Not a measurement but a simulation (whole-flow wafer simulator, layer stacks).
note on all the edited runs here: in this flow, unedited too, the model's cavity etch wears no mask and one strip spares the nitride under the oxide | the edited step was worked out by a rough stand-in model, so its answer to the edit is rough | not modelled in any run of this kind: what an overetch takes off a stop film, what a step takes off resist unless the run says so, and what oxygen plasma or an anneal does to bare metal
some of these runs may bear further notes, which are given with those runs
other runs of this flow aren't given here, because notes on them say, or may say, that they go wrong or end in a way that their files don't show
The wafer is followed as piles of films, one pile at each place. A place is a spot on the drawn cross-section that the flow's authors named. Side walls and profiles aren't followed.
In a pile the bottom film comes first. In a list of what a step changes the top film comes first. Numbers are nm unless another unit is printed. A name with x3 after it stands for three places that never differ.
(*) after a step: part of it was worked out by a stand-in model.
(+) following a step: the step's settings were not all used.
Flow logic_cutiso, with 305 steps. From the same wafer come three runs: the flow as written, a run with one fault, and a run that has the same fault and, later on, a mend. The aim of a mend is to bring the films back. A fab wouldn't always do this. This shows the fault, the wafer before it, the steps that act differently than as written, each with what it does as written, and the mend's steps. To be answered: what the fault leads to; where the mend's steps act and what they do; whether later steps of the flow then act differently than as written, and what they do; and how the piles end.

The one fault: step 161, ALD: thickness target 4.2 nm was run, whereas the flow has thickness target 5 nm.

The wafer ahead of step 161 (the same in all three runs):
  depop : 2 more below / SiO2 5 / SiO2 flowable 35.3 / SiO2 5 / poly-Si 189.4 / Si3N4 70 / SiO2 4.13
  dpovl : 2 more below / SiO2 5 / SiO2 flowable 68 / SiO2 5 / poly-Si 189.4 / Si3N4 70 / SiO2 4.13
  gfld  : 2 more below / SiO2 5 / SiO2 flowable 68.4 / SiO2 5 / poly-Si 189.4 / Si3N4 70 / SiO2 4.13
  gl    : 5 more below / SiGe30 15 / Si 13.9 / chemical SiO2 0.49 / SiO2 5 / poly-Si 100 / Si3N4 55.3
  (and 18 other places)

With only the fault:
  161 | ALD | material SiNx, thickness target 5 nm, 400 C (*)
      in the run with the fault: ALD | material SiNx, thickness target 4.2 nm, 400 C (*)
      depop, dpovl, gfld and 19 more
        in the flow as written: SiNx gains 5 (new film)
        in the run with the fault: SiNx gains 4.2 (new film)
  Steps later in the flow that act otherwise than as written (not shown: 18 more steps that differ only slightly, by at most 2% or 0.5 nm, whichever is larger):
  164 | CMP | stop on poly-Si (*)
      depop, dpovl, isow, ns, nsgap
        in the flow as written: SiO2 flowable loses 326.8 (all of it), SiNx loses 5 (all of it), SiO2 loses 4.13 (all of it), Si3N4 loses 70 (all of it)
        in the run with the fault: SiO2 flowable loses 326.8 (all of it), SiNx loses 4.2 (all of it), SiO2 loses 4.13 (all of it), Si3N4 loses 70 (all of it)
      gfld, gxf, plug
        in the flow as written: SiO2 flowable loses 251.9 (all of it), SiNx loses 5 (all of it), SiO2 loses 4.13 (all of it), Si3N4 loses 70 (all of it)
        in the run with the fault: SiO2 flowable loses 248.7 (all of it), SiNx loses 4.2 (all of it), SiO2 loses 4.13 (all of it), Si3N4 loses 70 (all of it)
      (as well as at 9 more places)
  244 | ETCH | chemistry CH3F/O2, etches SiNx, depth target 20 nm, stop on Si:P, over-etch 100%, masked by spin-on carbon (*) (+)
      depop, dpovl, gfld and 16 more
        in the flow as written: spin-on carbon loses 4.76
        in the run with the fault: spin-on carbon loses 4
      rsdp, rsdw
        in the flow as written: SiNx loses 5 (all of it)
        in the run with the fault: SiNx loses 4.2 (all of it)
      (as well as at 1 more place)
  The piles end different from the flow's at iso, rsdx by more than 2% or 0.5 nm, whichever is larger.
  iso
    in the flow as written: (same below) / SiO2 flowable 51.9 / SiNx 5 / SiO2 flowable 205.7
    in the run with the fault: (same below) / SiO2 flowable 51.9 / SiNx 4.2 / SiO2 flowable 206.5
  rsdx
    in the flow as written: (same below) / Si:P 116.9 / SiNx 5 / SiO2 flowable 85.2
    in the run with the fault: (same below) / Si:P 116.9 / SiNx 4.2 / SiO2 flowable 86

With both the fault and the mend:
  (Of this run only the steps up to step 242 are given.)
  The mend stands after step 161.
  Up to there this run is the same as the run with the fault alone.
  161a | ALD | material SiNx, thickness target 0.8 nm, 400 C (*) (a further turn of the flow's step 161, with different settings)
      depop, dpovl, gfld and 19 more
        SiNx gains 0.8
  Later steps of the flow up to step 242 that are run all act as written at every place that is followed, up to a difference of at most 2% or 0.5 nm, whichever is larger.
  Once step 242 is done, the piles equal the flow's at every place that both follow.
